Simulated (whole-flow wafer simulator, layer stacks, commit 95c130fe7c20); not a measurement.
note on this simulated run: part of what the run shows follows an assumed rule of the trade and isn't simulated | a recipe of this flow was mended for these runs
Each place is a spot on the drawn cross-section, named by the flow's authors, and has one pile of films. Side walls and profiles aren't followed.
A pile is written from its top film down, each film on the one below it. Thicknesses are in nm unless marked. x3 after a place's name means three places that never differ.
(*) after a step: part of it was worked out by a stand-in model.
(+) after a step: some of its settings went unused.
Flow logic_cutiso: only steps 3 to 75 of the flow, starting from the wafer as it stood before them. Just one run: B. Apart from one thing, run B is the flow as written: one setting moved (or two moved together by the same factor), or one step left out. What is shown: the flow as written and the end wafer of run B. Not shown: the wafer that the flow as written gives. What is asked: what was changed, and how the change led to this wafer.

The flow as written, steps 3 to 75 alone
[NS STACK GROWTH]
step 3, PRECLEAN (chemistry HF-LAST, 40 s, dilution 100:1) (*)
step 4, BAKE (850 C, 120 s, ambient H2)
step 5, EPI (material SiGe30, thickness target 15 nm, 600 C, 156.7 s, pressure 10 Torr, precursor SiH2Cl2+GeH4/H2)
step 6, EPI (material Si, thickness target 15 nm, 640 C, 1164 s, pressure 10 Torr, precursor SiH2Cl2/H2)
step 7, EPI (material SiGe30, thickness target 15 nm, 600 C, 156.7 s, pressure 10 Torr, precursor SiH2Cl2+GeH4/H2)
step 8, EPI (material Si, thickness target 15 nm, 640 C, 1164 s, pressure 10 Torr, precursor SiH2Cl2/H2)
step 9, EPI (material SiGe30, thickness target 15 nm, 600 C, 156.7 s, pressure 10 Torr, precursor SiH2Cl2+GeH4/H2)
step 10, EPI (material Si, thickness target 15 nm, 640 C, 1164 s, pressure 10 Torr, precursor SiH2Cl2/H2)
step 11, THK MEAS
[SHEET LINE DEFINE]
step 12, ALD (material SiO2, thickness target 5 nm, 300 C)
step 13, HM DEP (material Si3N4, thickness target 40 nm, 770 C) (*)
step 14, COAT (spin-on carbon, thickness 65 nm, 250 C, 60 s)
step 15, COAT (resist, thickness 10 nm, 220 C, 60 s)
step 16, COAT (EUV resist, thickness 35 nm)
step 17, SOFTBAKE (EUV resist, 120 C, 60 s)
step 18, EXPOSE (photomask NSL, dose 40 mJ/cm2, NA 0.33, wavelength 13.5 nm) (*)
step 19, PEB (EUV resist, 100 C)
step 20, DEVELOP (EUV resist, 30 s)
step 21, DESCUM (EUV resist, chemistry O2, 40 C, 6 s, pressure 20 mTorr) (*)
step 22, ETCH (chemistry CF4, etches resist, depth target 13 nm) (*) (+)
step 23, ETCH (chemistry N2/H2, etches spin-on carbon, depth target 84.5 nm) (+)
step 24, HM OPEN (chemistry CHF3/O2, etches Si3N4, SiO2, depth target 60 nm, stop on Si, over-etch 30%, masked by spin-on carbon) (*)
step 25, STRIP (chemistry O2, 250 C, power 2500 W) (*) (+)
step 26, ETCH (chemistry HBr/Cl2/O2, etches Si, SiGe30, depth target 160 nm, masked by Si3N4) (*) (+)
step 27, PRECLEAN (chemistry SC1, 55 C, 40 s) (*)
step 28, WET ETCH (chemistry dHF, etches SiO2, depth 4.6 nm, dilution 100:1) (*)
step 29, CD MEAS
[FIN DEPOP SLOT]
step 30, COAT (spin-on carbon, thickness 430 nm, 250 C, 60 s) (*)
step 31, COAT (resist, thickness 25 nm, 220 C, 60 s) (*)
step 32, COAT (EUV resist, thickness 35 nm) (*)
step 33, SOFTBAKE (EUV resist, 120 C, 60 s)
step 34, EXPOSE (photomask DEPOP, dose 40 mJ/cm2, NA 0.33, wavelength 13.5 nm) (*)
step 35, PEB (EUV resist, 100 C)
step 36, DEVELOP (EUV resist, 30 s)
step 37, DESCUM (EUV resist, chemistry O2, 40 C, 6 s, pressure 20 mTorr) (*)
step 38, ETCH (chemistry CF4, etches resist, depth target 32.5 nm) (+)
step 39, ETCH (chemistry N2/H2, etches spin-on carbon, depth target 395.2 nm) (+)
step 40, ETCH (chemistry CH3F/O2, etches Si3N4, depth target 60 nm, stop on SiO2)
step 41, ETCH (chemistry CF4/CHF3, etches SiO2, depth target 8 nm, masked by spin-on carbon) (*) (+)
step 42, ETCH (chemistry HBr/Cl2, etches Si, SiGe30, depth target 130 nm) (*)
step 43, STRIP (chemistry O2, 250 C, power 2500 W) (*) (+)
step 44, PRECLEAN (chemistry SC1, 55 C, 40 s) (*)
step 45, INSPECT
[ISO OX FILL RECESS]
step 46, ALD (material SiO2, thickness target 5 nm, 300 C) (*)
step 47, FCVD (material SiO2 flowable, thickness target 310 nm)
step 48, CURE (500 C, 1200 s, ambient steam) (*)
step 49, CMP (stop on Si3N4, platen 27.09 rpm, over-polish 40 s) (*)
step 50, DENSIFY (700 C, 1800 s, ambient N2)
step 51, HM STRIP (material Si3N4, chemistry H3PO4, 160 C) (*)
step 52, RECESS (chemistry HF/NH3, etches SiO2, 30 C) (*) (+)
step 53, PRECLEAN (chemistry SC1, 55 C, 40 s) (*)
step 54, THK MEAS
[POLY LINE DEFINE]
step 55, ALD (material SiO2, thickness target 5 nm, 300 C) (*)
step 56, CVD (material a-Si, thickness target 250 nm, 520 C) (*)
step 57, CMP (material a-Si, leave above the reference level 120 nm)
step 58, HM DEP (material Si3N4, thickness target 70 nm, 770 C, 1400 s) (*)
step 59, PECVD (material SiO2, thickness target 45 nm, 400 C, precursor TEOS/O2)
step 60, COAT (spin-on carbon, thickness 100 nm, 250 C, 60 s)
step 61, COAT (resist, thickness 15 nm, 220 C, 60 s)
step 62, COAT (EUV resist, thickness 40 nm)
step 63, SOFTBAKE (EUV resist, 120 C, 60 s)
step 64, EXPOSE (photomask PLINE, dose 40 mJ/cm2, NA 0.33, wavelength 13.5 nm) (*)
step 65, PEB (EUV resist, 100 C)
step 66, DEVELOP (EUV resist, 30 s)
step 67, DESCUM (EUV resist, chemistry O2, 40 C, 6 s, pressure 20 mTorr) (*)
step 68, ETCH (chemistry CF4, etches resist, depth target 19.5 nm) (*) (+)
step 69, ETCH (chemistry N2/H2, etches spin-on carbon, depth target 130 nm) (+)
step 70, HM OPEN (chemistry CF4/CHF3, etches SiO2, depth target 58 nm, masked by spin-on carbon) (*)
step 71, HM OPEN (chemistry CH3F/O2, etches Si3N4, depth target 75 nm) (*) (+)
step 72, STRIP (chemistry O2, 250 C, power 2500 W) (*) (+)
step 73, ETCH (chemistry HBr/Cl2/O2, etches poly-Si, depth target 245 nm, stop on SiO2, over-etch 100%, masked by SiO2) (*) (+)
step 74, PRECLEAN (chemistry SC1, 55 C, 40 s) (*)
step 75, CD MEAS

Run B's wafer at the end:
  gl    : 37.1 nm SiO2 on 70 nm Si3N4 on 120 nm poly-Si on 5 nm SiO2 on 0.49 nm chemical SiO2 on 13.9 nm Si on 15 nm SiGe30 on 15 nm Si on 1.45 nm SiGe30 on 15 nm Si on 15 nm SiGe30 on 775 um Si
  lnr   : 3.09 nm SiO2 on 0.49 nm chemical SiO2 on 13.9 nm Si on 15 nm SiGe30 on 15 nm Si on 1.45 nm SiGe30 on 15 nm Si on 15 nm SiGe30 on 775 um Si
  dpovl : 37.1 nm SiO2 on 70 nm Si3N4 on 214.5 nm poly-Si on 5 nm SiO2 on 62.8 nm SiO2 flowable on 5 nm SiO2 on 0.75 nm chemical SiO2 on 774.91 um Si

What caused this: step 7, EPI: 510 C was run, though the flow has 600 C.

How this came from the change, step by step:
  step 7, EPI (material SiGe30, thickness target 15 nm, 600 C, 156.7 s, pressure 10 Torr, precursor SiH2Cl2+GeH4/H2)
      depop, dpovl, gfld and 19 more: SiGe30 gains 1.45 (new film) (it would be, as written: SiGe30 gains 15 (new film))
  step 26, ETCH (chemistry HBr/Cl2/O2, etches Si, SiGe30, depth target 160 nm, masked by Si3N4) (*) (+)
      dpovl, gfld, gxf, iso, isow, lnri, nsgap: chemical SiO2 loses 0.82 (all of it), Si loses 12 (all of it), SiGe30 loses 15 (all of it), Si loses 15 (all of it), SiGe30 loses 1.45 (all of it), Si loses 15 (all of it), SiGe30 loses 15 (all of it), Si loses 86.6 (it would be, as written: chemical SiO2 loses 0.82 (all of it), Si loses 12 (all of it), SiGe30 loses 15 (all of it), Si loses 15 (all of it), SiGe30 loses 15 (all of it), Si loses 15 (all of it), SiGe30 loses 15 (all of it), Si loses 73)
  step 42, ETCH (chemistry HBr/Cl2, etches Si, SiGe30, depth target 130 nm) (*)
      depop: Si loses 13.8 (all of it), SiGe30 loses 15 (all of it), Si loses 15 (all of it), SiGe30 loses 1.45 (all of it), Si loses 15 (all of it), SiGe30 loses 15 (all of it), Si loses 54.8 (it would be, as written: Si loses 13.8 (all of it), SiGe30 loses 15 (all of it), Si loses 15 (all of it), SiGe30 loses 15 (all of it), Si loses 15 (all of it), SiGe30 loses 15 (all of it), Si loses 41.2)
